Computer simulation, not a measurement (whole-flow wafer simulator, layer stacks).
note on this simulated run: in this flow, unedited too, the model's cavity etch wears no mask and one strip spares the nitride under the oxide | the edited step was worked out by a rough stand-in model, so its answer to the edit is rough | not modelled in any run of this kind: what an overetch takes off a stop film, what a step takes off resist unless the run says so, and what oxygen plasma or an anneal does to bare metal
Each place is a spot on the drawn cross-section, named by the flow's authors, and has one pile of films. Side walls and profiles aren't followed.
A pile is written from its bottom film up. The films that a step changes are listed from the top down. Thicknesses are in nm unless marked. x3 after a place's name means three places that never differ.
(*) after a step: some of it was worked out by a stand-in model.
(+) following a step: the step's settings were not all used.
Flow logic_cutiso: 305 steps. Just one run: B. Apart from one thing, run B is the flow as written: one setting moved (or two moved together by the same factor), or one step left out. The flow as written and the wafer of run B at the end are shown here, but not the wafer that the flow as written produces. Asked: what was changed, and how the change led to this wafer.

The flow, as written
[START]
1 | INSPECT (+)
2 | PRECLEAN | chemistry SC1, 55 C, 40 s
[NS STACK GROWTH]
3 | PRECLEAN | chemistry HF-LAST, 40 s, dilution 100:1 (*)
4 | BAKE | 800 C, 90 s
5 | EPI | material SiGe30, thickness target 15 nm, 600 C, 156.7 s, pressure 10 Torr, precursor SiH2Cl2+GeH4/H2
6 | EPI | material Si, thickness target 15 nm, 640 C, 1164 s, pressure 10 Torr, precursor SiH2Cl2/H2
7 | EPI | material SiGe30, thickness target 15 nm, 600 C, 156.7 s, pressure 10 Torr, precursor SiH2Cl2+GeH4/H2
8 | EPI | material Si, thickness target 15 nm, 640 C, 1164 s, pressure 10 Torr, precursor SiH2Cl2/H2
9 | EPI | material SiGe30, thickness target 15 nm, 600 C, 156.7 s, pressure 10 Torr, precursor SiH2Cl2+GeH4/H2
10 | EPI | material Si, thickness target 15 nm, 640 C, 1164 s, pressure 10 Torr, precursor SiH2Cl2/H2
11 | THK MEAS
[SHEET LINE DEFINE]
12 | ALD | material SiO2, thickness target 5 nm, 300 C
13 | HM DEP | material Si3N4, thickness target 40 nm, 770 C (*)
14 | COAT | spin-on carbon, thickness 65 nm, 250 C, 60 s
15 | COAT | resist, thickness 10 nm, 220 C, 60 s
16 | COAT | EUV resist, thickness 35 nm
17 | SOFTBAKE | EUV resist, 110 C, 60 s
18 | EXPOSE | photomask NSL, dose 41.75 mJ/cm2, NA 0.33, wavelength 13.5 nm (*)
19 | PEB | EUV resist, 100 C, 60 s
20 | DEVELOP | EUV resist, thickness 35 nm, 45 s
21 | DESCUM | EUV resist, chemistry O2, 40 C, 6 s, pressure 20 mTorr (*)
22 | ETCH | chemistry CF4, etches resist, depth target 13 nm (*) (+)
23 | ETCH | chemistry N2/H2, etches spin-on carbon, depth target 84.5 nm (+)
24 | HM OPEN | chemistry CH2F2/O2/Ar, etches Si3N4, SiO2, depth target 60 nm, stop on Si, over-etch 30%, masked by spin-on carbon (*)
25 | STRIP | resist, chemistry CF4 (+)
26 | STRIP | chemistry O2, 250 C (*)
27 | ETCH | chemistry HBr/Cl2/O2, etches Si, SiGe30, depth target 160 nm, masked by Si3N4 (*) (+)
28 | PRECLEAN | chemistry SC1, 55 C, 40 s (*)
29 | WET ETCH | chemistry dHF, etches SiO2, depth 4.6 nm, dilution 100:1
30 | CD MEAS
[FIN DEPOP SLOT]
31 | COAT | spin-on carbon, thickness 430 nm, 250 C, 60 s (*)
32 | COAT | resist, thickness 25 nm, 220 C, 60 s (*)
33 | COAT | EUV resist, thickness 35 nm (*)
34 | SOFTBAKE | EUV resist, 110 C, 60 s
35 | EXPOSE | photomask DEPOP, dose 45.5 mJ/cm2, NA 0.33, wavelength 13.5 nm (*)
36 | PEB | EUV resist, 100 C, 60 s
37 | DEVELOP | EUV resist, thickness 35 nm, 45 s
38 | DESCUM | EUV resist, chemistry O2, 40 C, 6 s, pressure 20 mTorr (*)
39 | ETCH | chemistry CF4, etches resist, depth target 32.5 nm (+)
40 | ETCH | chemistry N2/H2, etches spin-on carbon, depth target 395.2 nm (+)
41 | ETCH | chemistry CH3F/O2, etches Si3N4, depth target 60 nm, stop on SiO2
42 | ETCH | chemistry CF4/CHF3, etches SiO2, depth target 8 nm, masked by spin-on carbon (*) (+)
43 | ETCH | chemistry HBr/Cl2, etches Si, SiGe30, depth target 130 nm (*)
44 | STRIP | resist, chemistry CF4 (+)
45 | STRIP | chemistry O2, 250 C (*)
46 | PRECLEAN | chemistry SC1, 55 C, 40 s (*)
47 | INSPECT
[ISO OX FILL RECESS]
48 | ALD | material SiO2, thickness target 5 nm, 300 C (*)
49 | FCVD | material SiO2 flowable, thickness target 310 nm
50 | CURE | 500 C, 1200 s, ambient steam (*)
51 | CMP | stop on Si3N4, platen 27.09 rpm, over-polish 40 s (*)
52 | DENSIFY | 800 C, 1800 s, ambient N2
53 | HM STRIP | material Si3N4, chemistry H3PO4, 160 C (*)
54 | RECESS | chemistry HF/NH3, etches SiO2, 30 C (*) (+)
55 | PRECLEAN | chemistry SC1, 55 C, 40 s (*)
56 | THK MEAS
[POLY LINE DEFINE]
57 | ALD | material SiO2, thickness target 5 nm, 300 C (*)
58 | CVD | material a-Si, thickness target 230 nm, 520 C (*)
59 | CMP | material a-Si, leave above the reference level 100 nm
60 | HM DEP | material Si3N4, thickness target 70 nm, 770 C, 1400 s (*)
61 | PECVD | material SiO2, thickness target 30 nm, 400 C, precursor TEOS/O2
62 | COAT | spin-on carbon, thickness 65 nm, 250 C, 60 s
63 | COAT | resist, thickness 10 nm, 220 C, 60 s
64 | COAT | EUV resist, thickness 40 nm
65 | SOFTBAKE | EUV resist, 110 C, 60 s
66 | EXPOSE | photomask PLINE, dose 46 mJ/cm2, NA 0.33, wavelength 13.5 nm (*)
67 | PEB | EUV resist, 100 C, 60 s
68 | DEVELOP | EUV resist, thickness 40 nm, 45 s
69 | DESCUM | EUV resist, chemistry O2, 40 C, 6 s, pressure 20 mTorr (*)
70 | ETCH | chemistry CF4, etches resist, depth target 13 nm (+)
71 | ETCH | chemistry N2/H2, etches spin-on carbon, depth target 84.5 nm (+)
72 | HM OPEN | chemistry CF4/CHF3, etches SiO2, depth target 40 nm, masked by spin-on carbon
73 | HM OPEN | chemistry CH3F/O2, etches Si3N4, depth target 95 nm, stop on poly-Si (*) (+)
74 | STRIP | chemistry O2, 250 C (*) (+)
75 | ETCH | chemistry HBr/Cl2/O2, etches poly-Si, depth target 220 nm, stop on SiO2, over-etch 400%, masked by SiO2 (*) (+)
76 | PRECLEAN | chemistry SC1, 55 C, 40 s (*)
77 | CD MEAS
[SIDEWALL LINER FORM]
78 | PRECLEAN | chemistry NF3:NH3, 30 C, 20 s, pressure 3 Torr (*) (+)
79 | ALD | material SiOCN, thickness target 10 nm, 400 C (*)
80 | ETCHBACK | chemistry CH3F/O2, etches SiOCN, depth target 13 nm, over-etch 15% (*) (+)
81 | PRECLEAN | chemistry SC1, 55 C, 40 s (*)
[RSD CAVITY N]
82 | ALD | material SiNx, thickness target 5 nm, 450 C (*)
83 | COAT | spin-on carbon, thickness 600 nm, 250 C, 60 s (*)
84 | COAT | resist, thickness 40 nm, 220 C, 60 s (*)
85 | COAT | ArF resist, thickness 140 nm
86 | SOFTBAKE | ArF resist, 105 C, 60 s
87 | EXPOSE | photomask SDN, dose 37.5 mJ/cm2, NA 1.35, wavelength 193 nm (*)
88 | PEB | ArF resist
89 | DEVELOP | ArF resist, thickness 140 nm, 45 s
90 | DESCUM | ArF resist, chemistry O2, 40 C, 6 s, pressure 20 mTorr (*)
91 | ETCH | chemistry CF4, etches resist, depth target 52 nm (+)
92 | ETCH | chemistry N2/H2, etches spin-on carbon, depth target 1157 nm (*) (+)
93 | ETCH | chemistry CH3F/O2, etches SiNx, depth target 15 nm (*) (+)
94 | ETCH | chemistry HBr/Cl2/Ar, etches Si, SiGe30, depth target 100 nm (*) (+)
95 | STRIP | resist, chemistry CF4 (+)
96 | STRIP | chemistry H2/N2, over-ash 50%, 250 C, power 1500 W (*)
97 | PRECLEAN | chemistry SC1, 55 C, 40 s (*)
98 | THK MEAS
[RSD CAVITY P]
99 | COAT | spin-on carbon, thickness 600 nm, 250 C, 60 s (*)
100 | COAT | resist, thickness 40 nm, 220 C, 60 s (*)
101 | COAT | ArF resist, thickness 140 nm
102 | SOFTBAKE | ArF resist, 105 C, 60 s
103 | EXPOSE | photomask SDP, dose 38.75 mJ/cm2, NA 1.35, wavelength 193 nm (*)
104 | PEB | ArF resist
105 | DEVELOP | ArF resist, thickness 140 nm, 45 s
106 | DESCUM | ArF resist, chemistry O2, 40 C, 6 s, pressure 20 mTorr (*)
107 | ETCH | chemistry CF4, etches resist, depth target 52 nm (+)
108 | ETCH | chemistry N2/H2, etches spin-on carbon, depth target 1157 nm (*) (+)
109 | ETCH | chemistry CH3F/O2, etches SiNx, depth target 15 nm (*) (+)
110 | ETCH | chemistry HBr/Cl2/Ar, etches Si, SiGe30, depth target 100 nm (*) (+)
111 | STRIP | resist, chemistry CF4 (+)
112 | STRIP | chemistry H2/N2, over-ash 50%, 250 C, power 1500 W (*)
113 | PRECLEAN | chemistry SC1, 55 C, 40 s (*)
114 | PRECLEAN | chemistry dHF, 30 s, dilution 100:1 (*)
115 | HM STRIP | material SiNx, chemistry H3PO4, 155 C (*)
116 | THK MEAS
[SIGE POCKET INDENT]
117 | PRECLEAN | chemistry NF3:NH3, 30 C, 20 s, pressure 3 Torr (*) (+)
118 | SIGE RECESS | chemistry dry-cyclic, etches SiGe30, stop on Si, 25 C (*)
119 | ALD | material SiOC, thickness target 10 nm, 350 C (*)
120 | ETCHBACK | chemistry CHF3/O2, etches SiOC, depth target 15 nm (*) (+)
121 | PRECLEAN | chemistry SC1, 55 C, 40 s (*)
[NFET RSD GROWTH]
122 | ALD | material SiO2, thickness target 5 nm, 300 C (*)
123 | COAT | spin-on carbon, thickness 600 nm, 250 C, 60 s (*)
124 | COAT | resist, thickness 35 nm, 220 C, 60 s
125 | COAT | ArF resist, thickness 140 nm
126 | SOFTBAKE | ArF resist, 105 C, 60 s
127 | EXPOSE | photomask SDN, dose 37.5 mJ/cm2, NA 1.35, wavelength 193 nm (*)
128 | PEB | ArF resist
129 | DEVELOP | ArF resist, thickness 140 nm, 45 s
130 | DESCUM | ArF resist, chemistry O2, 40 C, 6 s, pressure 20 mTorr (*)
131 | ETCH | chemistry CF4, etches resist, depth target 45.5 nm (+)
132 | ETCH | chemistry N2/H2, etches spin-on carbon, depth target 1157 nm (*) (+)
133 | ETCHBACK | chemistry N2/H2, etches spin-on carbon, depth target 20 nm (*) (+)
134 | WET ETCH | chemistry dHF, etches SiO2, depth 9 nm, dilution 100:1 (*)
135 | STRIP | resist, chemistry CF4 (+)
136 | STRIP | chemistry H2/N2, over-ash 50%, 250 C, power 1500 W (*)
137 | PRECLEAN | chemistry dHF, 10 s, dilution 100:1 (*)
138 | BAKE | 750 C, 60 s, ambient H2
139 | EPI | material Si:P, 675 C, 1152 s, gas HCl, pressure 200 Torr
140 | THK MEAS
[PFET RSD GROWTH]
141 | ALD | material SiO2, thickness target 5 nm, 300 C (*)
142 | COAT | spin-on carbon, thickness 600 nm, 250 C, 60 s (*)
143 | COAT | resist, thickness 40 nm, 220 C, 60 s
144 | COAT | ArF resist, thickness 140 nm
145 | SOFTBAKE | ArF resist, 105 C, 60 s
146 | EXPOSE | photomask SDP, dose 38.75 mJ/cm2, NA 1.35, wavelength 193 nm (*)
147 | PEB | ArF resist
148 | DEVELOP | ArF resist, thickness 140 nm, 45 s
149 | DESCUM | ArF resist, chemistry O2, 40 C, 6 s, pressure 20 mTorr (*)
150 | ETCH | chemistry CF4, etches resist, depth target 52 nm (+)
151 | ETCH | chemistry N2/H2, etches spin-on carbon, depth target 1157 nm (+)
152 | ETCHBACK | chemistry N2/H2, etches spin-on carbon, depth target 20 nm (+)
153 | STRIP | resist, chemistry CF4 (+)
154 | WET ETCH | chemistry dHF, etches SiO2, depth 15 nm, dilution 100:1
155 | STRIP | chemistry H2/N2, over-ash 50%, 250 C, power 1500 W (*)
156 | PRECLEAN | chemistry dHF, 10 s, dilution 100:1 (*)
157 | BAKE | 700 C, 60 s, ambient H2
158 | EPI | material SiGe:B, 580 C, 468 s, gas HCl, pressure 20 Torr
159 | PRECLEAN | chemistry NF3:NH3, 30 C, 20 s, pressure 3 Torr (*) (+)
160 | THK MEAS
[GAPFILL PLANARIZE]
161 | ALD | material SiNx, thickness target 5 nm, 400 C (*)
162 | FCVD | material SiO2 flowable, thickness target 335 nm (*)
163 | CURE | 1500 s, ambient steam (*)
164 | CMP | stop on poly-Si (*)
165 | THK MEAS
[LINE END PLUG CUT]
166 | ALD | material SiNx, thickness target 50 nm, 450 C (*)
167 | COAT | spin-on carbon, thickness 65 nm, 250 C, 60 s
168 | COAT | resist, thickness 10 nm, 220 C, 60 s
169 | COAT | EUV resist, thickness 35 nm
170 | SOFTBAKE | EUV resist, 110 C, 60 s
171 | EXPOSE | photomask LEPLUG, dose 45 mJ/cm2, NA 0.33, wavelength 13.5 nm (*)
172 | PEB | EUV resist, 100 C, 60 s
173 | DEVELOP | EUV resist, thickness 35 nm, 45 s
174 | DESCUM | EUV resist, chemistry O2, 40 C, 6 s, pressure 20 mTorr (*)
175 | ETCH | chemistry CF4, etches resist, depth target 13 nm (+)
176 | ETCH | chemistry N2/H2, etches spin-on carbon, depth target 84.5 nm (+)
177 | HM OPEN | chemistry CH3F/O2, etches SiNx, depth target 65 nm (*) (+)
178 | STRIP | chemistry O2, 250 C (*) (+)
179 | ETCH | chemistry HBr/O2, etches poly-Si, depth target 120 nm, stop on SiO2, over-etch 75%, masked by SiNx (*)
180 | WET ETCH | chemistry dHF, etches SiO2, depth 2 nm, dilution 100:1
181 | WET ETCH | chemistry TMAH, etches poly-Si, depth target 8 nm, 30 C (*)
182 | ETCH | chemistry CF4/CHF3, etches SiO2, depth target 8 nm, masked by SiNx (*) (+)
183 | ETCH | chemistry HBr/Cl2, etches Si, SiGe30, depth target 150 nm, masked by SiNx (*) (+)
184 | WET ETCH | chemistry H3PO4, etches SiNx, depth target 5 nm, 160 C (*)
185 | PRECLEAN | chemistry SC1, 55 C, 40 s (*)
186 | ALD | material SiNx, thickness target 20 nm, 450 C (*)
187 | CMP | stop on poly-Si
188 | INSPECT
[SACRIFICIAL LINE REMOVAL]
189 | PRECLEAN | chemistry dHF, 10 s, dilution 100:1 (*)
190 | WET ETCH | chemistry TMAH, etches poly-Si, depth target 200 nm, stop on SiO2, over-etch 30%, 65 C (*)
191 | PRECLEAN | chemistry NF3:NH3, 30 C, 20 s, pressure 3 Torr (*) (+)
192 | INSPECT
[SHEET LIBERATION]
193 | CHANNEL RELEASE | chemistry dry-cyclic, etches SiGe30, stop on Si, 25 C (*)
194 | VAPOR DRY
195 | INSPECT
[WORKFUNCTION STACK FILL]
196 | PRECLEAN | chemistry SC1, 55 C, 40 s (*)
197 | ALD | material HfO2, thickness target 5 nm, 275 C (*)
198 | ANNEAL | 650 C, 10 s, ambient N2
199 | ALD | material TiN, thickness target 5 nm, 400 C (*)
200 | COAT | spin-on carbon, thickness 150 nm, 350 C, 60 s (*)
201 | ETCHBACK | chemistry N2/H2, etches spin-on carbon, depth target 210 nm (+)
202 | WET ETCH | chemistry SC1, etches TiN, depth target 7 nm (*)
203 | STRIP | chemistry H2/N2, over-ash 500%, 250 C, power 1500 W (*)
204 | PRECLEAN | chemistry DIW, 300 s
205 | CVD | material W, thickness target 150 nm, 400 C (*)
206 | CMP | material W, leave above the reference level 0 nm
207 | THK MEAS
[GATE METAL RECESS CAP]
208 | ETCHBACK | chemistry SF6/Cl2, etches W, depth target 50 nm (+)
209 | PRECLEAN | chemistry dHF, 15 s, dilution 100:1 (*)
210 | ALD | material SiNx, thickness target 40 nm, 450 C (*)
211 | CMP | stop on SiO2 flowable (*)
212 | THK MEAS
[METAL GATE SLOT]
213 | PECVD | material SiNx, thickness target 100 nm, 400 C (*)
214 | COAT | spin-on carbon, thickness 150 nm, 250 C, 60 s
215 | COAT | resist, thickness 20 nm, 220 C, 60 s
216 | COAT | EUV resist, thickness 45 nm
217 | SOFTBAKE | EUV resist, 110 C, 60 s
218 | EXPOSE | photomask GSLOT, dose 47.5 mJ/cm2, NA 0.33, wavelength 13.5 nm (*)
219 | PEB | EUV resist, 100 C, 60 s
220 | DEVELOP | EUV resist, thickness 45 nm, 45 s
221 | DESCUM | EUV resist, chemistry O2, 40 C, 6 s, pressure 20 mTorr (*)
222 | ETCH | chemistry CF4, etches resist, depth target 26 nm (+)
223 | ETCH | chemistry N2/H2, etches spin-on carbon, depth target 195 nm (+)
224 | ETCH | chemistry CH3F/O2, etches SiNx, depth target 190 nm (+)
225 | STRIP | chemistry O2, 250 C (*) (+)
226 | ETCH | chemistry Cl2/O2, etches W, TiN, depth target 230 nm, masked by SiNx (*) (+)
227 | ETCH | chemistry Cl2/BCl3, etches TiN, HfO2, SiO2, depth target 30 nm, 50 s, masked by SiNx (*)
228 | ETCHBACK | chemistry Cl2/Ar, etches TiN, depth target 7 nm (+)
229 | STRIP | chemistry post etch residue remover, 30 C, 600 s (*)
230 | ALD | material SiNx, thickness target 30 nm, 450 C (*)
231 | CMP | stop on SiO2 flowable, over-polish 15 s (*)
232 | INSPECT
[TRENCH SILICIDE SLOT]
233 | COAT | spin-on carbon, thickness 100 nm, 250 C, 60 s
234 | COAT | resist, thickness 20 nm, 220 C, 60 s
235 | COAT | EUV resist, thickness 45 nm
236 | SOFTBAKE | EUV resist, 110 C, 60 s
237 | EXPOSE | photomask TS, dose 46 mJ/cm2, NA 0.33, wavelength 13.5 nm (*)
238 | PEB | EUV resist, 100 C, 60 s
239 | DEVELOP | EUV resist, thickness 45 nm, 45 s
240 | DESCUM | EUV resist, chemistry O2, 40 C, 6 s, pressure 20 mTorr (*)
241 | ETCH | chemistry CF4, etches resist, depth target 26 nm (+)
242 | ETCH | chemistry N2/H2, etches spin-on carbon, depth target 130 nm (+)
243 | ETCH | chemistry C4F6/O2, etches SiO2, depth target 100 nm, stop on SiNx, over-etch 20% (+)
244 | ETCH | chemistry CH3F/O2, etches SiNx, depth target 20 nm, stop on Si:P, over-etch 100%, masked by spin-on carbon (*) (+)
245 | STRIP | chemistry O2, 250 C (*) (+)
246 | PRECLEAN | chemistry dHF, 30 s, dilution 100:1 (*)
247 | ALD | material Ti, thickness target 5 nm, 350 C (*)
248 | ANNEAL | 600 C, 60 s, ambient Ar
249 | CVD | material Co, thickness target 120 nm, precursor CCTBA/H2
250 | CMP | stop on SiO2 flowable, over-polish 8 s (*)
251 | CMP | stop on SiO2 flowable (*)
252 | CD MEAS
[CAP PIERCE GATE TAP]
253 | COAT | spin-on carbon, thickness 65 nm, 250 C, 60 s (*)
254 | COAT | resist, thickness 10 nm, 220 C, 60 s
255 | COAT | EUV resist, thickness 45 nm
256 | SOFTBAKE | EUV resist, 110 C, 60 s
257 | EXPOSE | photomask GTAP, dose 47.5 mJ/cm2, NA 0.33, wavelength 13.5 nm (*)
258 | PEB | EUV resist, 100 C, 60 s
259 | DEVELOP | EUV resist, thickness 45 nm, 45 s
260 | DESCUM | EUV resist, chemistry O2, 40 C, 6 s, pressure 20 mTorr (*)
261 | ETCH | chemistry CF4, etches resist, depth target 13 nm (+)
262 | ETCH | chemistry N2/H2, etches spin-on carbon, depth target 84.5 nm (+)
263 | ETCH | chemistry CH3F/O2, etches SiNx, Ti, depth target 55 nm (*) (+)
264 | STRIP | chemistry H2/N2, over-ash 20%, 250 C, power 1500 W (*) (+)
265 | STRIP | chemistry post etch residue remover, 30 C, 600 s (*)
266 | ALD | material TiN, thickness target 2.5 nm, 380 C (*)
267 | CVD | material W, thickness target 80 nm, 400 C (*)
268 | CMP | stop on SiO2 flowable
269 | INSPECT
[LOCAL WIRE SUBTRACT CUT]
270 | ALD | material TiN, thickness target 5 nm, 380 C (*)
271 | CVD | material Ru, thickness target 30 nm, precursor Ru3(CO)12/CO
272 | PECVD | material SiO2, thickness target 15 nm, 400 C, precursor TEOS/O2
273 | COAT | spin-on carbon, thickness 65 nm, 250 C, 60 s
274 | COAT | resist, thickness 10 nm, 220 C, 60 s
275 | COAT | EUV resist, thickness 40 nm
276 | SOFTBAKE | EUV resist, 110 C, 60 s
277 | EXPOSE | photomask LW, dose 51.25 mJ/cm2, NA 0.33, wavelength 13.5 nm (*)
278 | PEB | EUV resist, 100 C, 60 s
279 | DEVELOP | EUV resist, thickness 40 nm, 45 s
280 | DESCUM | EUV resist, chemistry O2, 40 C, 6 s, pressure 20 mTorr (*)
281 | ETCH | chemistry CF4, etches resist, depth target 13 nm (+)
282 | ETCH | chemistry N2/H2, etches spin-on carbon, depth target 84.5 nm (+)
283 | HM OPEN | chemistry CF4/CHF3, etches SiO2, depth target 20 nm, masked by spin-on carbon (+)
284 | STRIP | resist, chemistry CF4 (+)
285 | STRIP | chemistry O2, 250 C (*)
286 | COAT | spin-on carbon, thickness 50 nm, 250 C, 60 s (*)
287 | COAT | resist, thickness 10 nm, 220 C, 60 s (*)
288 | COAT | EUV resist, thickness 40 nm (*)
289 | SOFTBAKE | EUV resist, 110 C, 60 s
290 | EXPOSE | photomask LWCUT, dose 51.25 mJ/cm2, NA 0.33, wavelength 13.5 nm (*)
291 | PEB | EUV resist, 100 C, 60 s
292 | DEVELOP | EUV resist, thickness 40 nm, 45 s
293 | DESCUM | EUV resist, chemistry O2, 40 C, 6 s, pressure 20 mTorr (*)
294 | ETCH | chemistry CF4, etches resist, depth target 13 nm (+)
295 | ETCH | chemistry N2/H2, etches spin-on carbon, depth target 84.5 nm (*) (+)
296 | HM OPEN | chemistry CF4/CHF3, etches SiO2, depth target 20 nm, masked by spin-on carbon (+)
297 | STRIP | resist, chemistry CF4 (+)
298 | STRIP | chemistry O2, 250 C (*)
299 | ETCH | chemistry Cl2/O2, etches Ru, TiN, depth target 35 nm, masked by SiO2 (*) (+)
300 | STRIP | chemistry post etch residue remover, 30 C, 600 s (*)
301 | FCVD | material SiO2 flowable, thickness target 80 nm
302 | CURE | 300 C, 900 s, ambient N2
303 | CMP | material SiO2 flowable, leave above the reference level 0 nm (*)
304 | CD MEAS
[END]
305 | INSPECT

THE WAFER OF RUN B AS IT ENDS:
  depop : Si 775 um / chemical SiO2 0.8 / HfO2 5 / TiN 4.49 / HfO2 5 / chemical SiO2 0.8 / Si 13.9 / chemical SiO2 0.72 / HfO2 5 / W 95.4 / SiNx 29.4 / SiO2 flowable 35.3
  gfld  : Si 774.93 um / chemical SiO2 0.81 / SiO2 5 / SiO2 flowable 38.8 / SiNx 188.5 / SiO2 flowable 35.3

Cause: step 43, ETCH: depth target 52 nm was run, while the flow as written has depth target 130 nm.

The path from the change to this, step by step:
  43 | ETCH | chemistry HBr/Cl2, etches Si, SiGe30, depth target 130 nm (*)
      depop: Si loses 14 (all of it), SiGe30 loses 15 (all of it), Si loses 15 (all of it), SiGe30 loses 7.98 (in the flow as written it would be: Si loses 14 (all of it), SiGe30 loses 15 (all of it), Si loses 15 (all of it), SiGe30 loses 15 (all of it), Si loses 15 (all of it), SiGe30 loses 15 (all of it), Si loses 41)
      dpovl, gl, glp and 16 more: spin-on carbon loses 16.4 (in the flow as written it would be: spin-on carbon loses 32)
      (also at 2 further places)
  45 | STRIP | chemistry O2, 250 C (*)
      depop: chemical SiO2 gains 1.54 (new film), SiGe30 loses 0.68 (in the flow as written it would be: chemical SiO2 gains 1.13 (new film), Si loses 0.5)
      gfld, lnri: chemical SiO2 gains 0.82 (new film), spin-on carbon loses 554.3 (all of it), Si loses 0.36 (in the flow as written it would be: chemical SiO2 gains 0.82 (new film), spin-on carbon loses 538.7 (all of it), Si loses 0.36)
      (also at 19 further places)
  49 | FCVD | material SiO2 flowable, thickness target 310 nm
      dpovl, nsgap: SiO2 flowable gains 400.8 (new film) (in the flow as written it would be: SiO2 flowable gains 392.6 (new film))
      depop: SiO2 flowable gains 289.8 (new film) (in the flow as written it would be: SiO2 flowable gains 359.9 (new film))
      (also at 2 further places)
  51 | CMP | stop on Si3N4, platen 27.09 rpm, over-polish 40 s (*)
      depop: SiO2 flowable loses 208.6 (in the flow as written it would be: SiO2 flowable loses 200.5)
      dpovl: SiO2 flowable loses 208.5 (in the flow as written it would be: SiO2 flowable loses 200.4)
      (also at 3 further places)
  52 | DENSIFY | 800 C, 1800 s, ambient N2
      depop: SiO2 flowable loses 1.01 (in the flow as written it would be: SiO2 flowable loses 2.32)
  54 | RECESS | chemistry HF/NH3, etches SiO2, 30 C (*) (+)
      depop: SiO2 flowable loses 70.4 (all of it), SiO2 loses 5 (all of it), chemical SiO2 loses 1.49 (all of it) (in the flow as written it would be: SiO2 flowable loses 111.9)
  55 | PRECLEAN | chemistry SC1, 55 C, 40 s (*)
      depop: chemical SiO2 gains 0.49 (new film), SiGe30 loses 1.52 (in the flow as written it would be: SiO2 flowable loses 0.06)
  58 | CVD | material a-Si, thickness target 230 nm, 520 C (*)
      dpovl, nsgap: a-Si gains 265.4 (new film) (in the flow as written it would be: a-Si gains 319.4 (new film))
      depop: a-Si gains 230 (new film) (in the flow as written it would be: a-Si gains 319.4 (new film))
  59 | CMP | material a-Si, leave above the reference level 100 nm
      depop, dpovl, nsgap: a-Si loses 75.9 (in the flow as written it would be: a-Si loses 130)
  60 | HM DEP | material Si3N4, thickness target 70 nm, 770 C, 1400 s (*)
      depop: Si3N4 gains 70 (new film), poly-Si gains 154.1 (new film), a-Si loses 154.1 (all of it) (in the flow as written it would be: Si3N4 gains 70 (new film), poly-Si gains 189.4 (new film), a-Si loses 189.4 (all of it))
  190 | WET ETCH | chemistry TMAH, etches poly-Si, depth target 200 nm, stop on SiO2, over-etch 30%, 65 C (*)
      depop: poly-Si loses 154.1 (all of it) (in the flow as written it would be: poly-Si loses 189.4 (all of it))
  191 | PRECLEAN | chemistry NF3:NH3, 30 C, 20 s, pressure 3 Torr (*) (+)
      depop: SiO2 loses 5 (all of it), chemical SiO2 loses 0.49 (all of it) (in the flow as written it would be: SiO2 loses 5 (all of it), SiO2 flowable loses 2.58)
  193 | CHANNEL RELEASE | chemistry dry-cyclic, etches SiGe30, stop on Si, 25 C (*)
      depop: chemical SiO2 gains 0.8 (new film), SiGe30 loses 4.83 (all of it), Si loses 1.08, chemical SiO2 gains 0.8 (new film), cavity gains 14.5 (new film), chemical SiO2 gains 0.8 (new film), SiGe30 loses 15 (all of it), Si loses 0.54 (in the flow as written it would be: nothing)
  197 | ALD | material HfO2, thickness target 5 nm, 275 C (*)
      depop: HfO2 gains 5 (new film), HfO2 gains 5 (new film), cavity loses 10, HfO2 gains 5 (new film) (in the flow as written it would be: HfO2 gains 5 (new film))
  199 | ALD | material TiN, thickness target 5 nm, 400 C (*)
      depop: TiN gains 5 (new film), TiN gains 4.49 (new film), cavity loses 4.49 (all of it) (in the flow as written it would be: TiN gains 5 (new film))
  200 | COAT | spin-on carbon, thickness 150 nm, 350 C, 60 s (*)
      depop: spin-on carbon gains 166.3 (new film) (in the flow as written it would be: spin-on carbon gains 194.7 (new film))
      dpovl: spin-on carbon gains 199.1 (new film) (in the flow as written it would be: spin-on carbon gains 194.8 (new film))
      (also at 2 further places)
  ... 1 other step ...
  205 | CVD | material W, thickness target 150 nm, 400 C (*)
      depop: W gains 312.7 (new film) (in the flow as written it would be: W gains 345.5 (new film))
If metal films that touch count as one body, depop has 2 bodies (between them, from the top down: HfO2 5 / chemical SiO2 0.72 / Si 13.9 / chemical SiO2 0.8 / HfO2 5); the flow as written gives 1 body.
